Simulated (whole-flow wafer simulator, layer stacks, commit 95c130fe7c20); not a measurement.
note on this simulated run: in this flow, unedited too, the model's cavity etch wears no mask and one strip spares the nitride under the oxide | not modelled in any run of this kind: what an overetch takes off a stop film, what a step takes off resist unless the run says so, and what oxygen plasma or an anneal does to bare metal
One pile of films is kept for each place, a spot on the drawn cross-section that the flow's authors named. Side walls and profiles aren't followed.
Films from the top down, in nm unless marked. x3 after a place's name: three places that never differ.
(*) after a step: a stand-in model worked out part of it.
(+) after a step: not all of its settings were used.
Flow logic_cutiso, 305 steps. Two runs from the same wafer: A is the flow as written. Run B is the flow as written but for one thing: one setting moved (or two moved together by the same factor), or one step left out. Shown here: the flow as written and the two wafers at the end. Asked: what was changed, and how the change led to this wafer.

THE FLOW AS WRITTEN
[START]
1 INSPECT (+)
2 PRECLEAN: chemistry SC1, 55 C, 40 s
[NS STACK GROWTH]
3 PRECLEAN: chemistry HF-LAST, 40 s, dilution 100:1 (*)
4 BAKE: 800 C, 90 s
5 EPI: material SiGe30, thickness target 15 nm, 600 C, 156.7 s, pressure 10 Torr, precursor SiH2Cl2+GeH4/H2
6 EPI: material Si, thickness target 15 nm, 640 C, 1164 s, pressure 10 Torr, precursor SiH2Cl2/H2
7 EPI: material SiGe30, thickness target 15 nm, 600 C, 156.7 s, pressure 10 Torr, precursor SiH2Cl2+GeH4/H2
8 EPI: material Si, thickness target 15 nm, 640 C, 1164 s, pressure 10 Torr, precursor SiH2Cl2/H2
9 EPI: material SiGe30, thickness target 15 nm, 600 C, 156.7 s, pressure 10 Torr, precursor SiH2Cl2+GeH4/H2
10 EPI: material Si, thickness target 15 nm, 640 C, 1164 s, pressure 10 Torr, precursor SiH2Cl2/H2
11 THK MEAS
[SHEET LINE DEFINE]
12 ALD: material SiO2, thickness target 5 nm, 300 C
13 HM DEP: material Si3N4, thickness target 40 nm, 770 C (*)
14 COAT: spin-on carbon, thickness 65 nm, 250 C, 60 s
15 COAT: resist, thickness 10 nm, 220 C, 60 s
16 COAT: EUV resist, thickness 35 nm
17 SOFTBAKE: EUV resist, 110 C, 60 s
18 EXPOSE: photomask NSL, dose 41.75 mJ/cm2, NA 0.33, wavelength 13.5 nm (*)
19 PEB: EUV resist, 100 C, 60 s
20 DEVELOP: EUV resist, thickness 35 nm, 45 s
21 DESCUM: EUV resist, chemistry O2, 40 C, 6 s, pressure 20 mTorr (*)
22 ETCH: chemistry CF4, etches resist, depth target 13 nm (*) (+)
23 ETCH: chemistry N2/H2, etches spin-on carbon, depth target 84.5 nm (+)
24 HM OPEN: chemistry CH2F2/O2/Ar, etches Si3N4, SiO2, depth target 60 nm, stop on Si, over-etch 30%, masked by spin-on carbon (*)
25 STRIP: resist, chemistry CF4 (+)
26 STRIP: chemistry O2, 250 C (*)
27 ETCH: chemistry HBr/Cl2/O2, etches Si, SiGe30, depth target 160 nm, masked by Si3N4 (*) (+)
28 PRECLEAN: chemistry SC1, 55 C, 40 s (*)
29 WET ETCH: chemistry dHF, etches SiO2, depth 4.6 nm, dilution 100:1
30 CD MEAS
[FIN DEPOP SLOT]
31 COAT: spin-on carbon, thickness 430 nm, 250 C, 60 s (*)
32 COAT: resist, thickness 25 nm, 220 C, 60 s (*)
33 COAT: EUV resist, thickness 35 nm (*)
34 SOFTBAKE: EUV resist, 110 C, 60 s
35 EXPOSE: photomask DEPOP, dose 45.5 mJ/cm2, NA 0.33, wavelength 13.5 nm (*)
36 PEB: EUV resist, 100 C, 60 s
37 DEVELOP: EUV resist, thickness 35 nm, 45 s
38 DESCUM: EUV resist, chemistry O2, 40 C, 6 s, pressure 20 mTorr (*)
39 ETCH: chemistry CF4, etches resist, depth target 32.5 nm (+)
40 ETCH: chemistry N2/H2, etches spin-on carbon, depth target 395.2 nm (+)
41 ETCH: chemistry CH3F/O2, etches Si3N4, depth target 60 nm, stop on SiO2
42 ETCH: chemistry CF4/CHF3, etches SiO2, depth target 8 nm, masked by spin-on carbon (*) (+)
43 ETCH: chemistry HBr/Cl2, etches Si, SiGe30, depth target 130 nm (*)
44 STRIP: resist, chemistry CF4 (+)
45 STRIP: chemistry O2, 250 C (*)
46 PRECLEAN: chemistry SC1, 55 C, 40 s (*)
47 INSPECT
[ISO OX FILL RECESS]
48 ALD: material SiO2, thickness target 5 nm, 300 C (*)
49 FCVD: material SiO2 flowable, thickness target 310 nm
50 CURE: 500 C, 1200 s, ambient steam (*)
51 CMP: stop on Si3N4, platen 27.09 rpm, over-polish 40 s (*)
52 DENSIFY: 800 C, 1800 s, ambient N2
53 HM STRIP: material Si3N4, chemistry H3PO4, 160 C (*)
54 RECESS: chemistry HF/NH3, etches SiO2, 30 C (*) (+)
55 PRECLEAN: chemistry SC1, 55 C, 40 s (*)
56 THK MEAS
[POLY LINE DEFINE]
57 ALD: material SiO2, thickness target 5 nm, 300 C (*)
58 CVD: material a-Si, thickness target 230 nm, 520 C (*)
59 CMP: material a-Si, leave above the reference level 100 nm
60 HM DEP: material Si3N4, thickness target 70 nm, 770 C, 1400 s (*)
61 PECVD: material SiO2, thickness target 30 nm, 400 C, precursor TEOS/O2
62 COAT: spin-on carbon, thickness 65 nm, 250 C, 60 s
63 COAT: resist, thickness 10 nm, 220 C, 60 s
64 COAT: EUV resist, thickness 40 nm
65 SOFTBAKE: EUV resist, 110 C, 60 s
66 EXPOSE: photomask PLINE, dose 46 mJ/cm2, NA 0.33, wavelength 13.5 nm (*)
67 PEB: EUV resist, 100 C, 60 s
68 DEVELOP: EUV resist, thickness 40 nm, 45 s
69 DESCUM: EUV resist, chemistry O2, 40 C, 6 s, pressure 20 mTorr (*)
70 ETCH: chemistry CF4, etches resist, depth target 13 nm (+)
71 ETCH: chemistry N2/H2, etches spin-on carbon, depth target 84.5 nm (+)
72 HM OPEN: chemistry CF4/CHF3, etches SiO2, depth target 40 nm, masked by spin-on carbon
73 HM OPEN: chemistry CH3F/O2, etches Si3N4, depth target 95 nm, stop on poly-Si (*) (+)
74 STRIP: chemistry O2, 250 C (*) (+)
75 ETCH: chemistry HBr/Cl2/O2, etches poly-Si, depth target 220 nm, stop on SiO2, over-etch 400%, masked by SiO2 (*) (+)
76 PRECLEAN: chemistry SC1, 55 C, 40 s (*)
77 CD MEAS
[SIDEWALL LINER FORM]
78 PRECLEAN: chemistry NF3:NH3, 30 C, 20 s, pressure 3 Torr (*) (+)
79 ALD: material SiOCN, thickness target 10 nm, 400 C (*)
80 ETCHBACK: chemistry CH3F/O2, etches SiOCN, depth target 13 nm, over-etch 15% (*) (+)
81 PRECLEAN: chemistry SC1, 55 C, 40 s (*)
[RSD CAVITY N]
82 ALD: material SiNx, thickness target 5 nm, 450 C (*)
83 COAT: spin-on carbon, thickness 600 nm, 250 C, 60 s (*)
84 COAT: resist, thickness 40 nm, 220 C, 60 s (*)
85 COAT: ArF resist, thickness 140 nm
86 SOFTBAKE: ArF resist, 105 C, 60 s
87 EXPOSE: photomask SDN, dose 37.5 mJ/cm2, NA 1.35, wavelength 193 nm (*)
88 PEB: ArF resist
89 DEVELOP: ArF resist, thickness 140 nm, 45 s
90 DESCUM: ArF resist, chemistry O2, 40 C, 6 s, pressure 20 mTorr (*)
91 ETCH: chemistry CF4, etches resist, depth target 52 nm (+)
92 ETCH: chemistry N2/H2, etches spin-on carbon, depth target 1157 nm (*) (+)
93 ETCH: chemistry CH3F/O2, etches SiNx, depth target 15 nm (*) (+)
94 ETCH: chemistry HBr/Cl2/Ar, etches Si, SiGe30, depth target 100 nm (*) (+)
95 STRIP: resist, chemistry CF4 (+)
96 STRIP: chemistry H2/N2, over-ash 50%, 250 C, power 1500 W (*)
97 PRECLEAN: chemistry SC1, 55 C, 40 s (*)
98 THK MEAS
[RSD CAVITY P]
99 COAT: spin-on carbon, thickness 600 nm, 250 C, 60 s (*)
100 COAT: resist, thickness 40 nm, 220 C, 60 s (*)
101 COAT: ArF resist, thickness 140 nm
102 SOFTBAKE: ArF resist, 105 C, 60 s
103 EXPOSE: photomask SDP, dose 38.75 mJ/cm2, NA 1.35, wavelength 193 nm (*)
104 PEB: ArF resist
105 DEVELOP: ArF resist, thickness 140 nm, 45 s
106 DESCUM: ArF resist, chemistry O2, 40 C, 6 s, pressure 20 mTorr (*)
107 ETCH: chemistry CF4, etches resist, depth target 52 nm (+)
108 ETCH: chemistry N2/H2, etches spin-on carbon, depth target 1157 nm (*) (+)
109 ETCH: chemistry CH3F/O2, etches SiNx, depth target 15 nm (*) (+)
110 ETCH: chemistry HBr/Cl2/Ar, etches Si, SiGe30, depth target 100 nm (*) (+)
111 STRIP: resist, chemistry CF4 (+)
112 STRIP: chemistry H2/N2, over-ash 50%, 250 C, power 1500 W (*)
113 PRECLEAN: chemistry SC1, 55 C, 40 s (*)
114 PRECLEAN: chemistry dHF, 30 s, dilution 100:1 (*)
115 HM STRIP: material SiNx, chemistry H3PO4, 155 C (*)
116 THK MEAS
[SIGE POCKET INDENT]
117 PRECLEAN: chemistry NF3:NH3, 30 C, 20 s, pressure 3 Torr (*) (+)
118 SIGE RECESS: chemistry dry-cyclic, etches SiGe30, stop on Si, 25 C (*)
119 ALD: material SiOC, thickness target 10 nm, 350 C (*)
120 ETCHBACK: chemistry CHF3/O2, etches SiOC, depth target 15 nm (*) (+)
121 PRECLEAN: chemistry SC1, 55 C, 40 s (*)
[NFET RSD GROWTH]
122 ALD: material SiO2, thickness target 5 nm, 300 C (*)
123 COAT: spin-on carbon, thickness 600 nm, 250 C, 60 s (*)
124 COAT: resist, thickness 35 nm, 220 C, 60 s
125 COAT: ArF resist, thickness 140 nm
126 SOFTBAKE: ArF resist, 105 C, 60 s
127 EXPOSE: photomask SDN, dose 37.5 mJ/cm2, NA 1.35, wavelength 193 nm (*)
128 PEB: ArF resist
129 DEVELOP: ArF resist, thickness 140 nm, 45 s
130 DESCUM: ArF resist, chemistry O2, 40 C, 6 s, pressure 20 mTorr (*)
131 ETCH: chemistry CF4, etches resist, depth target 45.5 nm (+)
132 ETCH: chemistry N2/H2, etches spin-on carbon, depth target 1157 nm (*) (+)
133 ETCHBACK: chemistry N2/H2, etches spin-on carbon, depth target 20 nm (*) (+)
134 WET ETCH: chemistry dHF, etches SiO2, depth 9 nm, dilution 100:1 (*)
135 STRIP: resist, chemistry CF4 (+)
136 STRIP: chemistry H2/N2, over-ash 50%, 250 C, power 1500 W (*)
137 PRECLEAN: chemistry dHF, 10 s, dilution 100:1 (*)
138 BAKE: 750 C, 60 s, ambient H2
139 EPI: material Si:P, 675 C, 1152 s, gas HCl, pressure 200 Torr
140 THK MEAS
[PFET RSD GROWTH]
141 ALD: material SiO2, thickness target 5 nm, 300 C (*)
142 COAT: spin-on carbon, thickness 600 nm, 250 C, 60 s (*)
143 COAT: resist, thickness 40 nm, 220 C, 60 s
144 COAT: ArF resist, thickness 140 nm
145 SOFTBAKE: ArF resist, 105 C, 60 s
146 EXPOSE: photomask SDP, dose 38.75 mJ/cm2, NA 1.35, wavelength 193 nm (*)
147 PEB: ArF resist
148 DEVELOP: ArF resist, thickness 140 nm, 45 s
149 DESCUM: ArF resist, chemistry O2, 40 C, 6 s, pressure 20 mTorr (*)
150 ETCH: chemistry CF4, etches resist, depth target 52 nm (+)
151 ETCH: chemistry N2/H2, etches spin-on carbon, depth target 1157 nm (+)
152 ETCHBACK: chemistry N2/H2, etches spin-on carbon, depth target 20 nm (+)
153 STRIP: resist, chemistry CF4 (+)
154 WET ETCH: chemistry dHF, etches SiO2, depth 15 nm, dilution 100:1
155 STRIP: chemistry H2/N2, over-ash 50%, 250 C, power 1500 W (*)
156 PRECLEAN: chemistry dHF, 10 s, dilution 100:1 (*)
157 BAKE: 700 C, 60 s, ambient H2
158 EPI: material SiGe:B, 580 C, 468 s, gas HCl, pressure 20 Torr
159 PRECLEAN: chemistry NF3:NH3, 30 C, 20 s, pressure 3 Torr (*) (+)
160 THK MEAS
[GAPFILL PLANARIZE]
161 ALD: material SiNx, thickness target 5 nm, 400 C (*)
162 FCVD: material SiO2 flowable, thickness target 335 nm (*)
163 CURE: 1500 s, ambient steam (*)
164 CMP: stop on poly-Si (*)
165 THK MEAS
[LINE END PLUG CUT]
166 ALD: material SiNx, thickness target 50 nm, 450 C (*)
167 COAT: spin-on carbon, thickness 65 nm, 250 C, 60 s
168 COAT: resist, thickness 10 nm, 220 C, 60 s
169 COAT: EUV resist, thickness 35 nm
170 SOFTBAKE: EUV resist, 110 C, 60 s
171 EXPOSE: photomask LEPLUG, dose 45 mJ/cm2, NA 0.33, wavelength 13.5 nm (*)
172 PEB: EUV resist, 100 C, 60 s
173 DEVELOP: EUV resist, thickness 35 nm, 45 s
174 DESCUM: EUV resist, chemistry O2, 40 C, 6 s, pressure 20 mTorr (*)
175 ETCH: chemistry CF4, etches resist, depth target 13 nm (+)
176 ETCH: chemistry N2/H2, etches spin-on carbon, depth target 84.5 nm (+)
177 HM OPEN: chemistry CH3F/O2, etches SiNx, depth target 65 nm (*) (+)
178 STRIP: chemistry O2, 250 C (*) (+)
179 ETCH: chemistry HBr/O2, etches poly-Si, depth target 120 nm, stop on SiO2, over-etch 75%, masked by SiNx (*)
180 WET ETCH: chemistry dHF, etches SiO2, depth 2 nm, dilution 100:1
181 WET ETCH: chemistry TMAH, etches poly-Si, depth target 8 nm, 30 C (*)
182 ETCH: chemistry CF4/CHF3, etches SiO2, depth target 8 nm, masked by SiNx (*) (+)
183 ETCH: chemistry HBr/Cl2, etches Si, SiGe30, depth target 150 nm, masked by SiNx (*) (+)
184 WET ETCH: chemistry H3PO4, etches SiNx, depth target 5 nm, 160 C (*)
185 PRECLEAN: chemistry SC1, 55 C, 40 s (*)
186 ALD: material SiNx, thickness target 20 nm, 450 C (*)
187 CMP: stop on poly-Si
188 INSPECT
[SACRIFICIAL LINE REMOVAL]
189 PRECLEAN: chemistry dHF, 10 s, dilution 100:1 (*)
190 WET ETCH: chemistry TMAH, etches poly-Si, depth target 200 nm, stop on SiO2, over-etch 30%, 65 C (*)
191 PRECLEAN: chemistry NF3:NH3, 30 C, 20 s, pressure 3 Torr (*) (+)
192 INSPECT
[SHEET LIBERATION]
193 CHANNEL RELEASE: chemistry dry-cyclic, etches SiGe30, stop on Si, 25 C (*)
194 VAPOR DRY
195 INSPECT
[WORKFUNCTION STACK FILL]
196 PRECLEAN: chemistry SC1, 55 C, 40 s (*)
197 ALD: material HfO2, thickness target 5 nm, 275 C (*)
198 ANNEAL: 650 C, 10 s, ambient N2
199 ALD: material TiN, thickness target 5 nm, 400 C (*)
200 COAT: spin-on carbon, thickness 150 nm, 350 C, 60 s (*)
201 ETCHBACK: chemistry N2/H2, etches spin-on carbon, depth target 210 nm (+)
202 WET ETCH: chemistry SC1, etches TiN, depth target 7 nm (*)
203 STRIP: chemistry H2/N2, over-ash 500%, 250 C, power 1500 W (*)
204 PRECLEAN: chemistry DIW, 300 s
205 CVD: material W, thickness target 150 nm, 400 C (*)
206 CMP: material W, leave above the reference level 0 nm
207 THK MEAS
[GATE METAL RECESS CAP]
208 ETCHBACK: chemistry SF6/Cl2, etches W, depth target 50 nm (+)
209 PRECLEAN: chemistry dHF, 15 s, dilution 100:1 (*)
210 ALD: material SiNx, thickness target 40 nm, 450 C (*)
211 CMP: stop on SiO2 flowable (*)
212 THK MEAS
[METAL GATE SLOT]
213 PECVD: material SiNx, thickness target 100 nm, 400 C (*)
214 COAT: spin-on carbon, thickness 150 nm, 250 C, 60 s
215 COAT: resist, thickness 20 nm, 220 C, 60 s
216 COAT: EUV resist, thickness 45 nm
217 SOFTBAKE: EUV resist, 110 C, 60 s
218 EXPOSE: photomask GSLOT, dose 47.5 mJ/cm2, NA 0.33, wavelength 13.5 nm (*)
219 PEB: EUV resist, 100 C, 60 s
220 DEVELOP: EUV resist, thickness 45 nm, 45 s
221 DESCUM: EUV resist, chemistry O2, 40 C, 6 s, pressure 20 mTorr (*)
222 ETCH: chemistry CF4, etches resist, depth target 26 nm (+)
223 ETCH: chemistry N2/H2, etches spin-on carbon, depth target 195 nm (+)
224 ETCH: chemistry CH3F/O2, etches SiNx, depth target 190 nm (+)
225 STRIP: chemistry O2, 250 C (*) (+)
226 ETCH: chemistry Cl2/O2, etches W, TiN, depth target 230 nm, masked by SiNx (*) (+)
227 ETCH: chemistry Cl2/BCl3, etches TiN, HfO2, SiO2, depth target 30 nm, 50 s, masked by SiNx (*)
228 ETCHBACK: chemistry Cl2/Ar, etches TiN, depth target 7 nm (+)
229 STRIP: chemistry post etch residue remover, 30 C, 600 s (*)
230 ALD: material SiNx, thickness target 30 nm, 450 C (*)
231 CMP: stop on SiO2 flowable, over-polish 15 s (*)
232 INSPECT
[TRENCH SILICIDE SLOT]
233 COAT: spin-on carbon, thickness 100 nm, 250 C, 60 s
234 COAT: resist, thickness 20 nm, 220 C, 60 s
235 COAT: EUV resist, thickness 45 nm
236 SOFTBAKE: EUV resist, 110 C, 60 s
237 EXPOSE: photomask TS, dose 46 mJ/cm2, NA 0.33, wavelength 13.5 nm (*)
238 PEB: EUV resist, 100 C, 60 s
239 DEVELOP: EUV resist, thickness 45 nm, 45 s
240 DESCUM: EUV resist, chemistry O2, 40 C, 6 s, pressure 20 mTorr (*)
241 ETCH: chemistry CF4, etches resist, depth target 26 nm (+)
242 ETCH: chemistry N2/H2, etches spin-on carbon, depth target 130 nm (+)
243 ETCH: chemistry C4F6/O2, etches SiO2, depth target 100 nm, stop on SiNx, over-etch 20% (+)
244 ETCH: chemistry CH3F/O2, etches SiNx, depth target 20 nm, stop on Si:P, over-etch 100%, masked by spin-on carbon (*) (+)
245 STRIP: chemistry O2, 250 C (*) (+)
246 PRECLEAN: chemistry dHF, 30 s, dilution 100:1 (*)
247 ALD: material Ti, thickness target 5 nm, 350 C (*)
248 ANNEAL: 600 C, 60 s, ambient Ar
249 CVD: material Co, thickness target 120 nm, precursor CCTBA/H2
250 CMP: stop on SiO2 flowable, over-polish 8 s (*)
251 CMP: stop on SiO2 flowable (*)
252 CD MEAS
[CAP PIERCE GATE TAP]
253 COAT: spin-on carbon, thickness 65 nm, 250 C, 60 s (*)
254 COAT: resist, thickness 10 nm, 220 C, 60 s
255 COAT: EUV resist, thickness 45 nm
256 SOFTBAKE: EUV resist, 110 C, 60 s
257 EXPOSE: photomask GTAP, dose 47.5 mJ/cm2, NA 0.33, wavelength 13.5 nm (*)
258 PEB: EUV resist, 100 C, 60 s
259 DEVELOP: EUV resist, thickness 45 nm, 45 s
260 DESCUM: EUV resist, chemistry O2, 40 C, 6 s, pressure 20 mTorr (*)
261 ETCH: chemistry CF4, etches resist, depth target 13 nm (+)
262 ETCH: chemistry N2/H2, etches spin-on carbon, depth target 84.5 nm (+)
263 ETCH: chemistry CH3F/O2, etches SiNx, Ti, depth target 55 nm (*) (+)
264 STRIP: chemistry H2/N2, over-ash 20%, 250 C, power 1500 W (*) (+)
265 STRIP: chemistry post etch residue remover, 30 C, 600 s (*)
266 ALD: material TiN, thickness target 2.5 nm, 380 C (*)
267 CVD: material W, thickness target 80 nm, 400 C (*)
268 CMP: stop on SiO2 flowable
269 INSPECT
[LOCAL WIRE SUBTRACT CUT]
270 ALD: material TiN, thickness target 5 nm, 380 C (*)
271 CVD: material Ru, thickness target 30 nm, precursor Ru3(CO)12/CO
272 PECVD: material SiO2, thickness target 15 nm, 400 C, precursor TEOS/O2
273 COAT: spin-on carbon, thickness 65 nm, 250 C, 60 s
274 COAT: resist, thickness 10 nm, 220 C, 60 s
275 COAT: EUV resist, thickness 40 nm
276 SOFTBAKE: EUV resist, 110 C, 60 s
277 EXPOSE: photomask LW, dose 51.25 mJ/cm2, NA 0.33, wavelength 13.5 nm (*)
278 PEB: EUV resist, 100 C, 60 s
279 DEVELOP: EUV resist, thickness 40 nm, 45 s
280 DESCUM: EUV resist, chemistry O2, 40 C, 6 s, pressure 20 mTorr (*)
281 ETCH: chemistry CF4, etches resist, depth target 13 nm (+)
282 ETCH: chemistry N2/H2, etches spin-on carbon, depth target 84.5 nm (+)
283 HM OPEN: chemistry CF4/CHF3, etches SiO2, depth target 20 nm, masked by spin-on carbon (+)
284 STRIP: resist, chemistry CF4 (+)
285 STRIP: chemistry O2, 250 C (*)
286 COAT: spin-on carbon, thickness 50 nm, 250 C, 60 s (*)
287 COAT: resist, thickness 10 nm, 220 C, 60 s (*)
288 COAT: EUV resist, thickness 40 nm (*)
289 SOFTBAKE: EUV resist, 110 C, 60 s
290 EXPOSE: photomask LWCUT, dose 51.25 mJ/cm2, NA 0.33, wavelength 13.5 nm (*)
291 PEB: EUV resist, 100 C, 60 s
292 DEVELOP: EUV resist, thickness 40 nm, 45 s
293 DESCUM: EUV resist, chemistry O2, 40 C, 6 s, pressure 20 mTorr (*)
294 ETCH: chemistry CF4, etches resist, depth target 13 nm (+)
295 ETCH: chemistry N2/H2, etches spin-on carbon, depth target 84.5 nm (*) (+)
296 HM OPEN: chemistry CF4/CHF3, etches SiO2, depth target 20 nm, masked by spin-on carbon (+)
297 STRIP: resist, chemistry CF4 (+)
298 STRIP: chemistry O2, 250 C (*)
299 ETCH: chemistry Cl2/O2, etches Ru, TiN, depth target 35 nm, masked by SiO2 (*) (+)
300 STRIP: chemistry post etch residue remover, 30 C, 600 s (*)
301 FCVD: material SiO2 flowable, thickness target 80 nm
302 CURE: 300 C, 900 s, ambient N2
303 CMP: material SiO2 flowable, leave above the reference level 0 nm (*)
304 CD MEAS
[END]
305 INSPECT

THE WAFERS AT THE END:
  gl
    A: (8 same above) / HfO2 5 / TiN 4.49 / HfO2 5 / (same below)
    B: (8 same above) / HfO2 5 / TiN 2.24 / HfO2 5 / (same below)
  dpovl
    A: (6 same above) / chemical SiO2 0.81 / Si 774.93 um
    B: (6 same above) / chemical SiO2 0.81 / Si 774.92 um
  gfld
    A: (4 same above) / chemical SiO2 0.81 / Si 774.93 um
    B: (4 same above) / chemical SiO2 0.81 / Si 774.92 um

The cause: step 9, EPI: thickness target 12.8 nm was run, where the flow has thickness target 15 nm; step 9, EPI: 133.2 s was run, where the flow has 156.7 s.

How the change led to this, step by step:
  9 EPI: material SiGe30, thickness target 15 nm, 600 C, 156.7 s, pressure 10 Torr, precursor SiH2Cl2+GeH4/H2
      depop, dpovl, gfld and 19 more: A SiGe30 +15 (new film) | B SiGe30 +12.8 (new film)
  27 ETCH: chemistry HBr/Cl2/O2, etches Si, SiGe30, depth target 160 nm, masked by Si3N4 (*) (+)
      gfld, gxf, iso, lnri: A chemical SiO2 -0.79 (all of it), Si -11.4 (all of it), SiGe30 -15 (all of it), Si -15 (all of it), SiGe30 -15 (all of it), Si -15 (all of it), SiGe30 -15 (all of it), Si -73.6 | B chemical SiO2 -0.79 (all of it), Si -11.4 (all of it), SiGe30 -12.8 (all of it), Si -15 (all of it), SiGe30 -15 (all of it), Si -15 (all of it), SiGe30 -15 (all of it), Si -75.9
      dpovl, nsgap: A chemical SiO2 -0.79 (all of it), Si -11.8 (all of it), SiGe30 -15 (all of it), Si -15 (all of it), SiGe30 -15 (all of it), Si -15 (all of it), SiGe30 -15 (all of it), Si -73.2 | B chemical SiO2 -0.79 (all of it), Si -11.8 (all of it), SiGe30 -12.8 (all of it), Si -15 (all of it), SiGe30 -15 (all of it), Si -15 (all of it), SiGe30 -15 (all of it), Si -75.5
      (and at 1 more place)
  43 ETCH: chemistry HBr/Cl2, etches Si, SiGe30, depth target 130 nm (*)
      depop: A Si -14 (all of it), SiGe30 -15 (all of it), Si -15 (all of it), SiGe30 -15 (all of it), Si -15 (all of it), SiGe30 -15 (all of it), Si -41 | B Si -14 (all of it), SiGe30 -12.8 (all of it), Si -15 (all of it), SiGe30 -15 (all of it), Si -15 (all of it), SiGe30 -15 (all of it), Si -43.2
  94 ETCH: chemistry HBr/Cl2/Ar, etches Si, SiGe30, depth target 100 nm (*) (+)
      rsdn, rsdx: A chemical SiO2 -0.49 (all of it), Si -12.8 (all of it), SiGe30 -15 (all of it), Si -15 (all of it), SiGe30 -15 (all of it), Si -15 (all of it), SiGe30 -15 (all of it), Si -12.2 | B chemical SiO2 -0.49 (all of it), Si -12.8 (all of it), SiGe30 -12.8 (all of it), Si -15 (all of it), SiGe30 -15 (all of it), Si -15 (all of it), SiGe30 -15 (all of it), Si -14.4
  110 ETCH: chemistry HBr/Cl2/Ar, etches Si, SiGe30, depth target 100 nm (*) (+)
      rsdp, rsdw: A chemical SiO2 -0.49 (all of it), Si -12.8 (all of it), SiGe30 -15 (all of it), Si -15 (all of it), SiGe30 -15 (all of it), Si -15 (all of it), SiGe30 -15 (all of it), Si -12.2 | B chemical SiO2 -0.49 (all of it), Si -12.8 (all of it), SiGe30 -12.8 (all of it), Si -15 (all of it), SiGe30 -15 (all of it), Si -15 (all of it), SiGe30 -15 (all of it), Si -14.4
  118 SIGE RECESS: chemistry dry-cyclic, etches SiGe30, stop on Si, 25 C (*)
      lnr, lnrp, lnrt: A SiOCN -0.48, Si -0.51, cavity +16 (new film), SiGe30 -15 (all of it), Si -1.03, cavity +16 (new film), SiGe30 -15 (all of it), Si -1.03, cavity +16 (new film), SiGe30 -15 (all of it), Si -0.51 | B SiOCN -0.48, Si -0.51, cavity +13.8 (new film), SiGe30 -12.8 (all of it), Si -1.03, cavity +16 (new film), SiGe30 -15 (all of it), Si -1.03, cavity +16 (new film), SiGe30 -15 (all of it), Si -0.51
  119 ALD: material SiOC, thickness target 10 nm, 350 C (*)
      lnr, lnrp, lnrt: A SiOC +10 (new film), SiOC +16 (new film), cavity -16 (all of it), SiOC +16 (new film), cavity -16 (all of it), SiOC +16 (new film), cavity -16 (all of it) | B SiOC +10 (new film), SiOC +13.8 (new film), cavity -13.8 (all of it), SiOC +16 (new film), cavity -16 (all of it), SiOC +16 (new film), cavity -16 (all of it)
  183 ETCH: chemistry HBr/Cl2, etches Si, SiGe30, depth target 150 nm, masked by SiNx (*) (+)
      plug: A Si -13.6 (all of it), SiGe30 -15 (all of it), Si -15 (all of it), SiGe30 -15 (all of it), Si -15 (all of it), SiGe30 -15 (all of it), Si -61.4 | B Si -13.6 (all of it), SiGe30 -12.8 (all of it), Si -15 (all of it), SiGe30 -15 (all of it), Si -15 (all of it), SiGe30 -15 (all of it), Si -63.7
  193 CHANNEL RELEASE: chemistry dry-cyclic, etches SiGe30, stop on Si, 25 C (*)
      gl, glp, gxn, gxp, ns, tap: A chemical SiO2 +0.8 (new film), Si -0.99, chemical SiO2 +0.8 (new film), cavity +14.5 (new film), chemical SiO2 +0.8 (new film), SiGe30 -15 (all of it), Si -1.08, chemical SiO2 +0.8 (new film), cavity +14.5 (new film), chemical SiO2 +0.8 (new film), SiGe30 -15 (all of it), Si -1.08, chemical SiO2 +0.8 (new film), cavity +14.5 (new film), chemical SiO2 +0.8 (new film), SiGe30 -15 (all of it), Si -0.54 | B chemical SiO2 +0.8 (new film), Si -0.99, chemical SiO2 +0.8 (new film), cavity +12.2 (new film), chemical SiO2 +0.8 (new film), SiGe30 -12.8 (all of it), Si -1.08, chemical SiO2 +0.8 (new film), cavity +14.5 (new film), chemical SiO2 +0.8 (new film), SiGe30 -15 (all of it), Si -1.08, chemical SiO2 +0.8 (new film), cavity +14.5 (new film), chemical SiO2 +0.8 (new film), SiGe30 -15 (all of it), Si -0.54
  199 ALD: material TiN, thickness target 5 nm, 400 C (*)
      gl, glp, tap: A TiN +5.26 (new film), TiN +4.49 (new film), cavity -4.49 (all of it), TiN +4.49 (new film), cavity -4.49 (all of it), TiN +4.49 (new film), cavity -4.49 (all of it) | B TiN +5.26 (new film), TiN +2.24 (new film), cavity -2.24 (all of it), TiN +4.49 (new film), cavity -4.49 (all of it), TiN +4.49 (new film), cavity -4.49 (all of it)
      gxn, gxp, ns: A TiN +5 (new film), TiN +4.49 (new film), cavity -4.49 (all of it), TiN +4.49 (new film), cavity -4.49 (all of it), TiN +4.49 (new film), cavity -4.49 (all of it) | B TiN +5 (new film), TiN +2.24 (new film), cavity -2.24 (all of it), TiN +4.49 (new film), cavity -4.49 (all of it), TiN +4.49 (new film), cavity -4.49 (all of it)
